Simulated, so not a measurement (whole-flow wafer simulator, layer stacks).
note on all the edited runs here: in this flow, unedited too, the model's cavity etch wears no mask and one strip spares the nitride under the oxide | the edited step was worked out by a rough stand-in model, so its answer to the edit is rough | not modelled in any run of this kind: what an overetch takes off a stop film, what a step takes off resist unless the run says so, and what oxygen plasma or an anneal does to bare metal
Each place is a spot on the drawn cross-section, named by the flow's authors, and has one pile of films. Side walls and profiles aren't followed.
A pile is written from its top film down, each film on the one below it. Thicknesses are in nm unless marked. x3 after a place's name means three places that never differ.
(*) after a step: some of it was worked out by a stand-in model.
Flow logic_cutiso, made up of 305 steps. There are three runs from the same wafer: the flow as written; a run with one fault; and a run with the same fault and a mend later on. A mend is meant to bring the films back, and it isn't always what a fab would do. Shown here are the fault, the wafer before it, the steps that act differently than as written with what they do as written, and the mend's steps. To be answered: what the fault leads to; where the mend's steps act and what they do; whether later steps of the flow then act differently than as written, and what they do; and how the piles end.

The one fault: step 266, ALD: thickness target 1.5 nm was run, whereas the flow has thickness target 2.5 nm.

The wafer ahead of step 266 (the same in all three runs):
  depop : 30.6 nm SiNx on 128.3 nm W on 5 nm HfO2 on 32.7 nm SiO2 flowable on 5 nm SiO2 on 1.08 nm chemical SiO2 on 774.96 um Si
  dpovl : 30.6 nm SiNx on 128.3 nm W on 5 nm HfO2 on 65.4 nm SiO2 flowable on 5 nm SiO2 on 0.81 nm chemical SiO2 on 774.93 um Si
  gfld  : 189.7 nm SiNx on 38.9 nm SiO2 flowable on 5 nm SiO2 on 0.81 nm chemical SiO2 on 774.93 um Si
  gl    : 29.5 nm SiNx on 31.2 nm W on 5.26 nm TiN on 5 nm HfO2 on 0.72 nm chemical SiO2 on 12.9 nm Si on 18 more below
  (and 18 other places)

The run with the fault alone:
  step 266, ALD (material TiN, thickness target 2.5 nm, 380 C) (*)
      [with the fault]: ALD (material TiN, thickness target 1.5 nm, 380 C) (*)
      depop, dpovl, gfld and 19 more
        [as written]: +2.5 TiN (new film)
        [with the fault]: +1.5 TiN (new film)
  Steps later in the flow that act otherwise than as written:
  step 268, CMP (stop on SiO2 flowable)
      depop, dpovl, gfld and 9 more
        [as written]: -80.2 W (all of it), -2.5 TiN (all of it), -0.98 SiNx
        [with the fault]: -80.2 W (all of it), -1.5 TiN (all of it), -0.98 SiNx
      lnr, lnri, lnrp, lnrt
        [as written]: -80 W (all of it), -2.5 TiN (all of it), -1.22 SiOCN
        [with the fault]: -80 W (all of it), -1.5 TiN (all of it), -1.22 SiOCN
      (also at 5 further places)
  The piles end different from the flow's at tap by more than 2% or 0.5 nm, whichever is larger.
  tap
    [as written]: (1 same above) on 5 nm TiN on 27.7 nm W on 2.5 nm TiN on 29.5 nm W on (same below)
    [with the fault]: (1 same above) on 5 nm TiN on 28.7 nm W on 1.5 nm TiN on 29.5 nm W on (same below)

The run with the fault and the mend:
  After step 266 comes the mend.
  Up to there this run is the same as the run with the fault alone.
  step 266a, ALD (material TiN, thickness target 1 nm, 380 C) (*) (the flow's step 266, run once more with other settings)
      depop, dpovl, gfld and 19 more
        +1 TiN
  Later steps of the flow that are run all act as written at every place that is followed.
  The piles end the same as the flow's at every place that both follow.
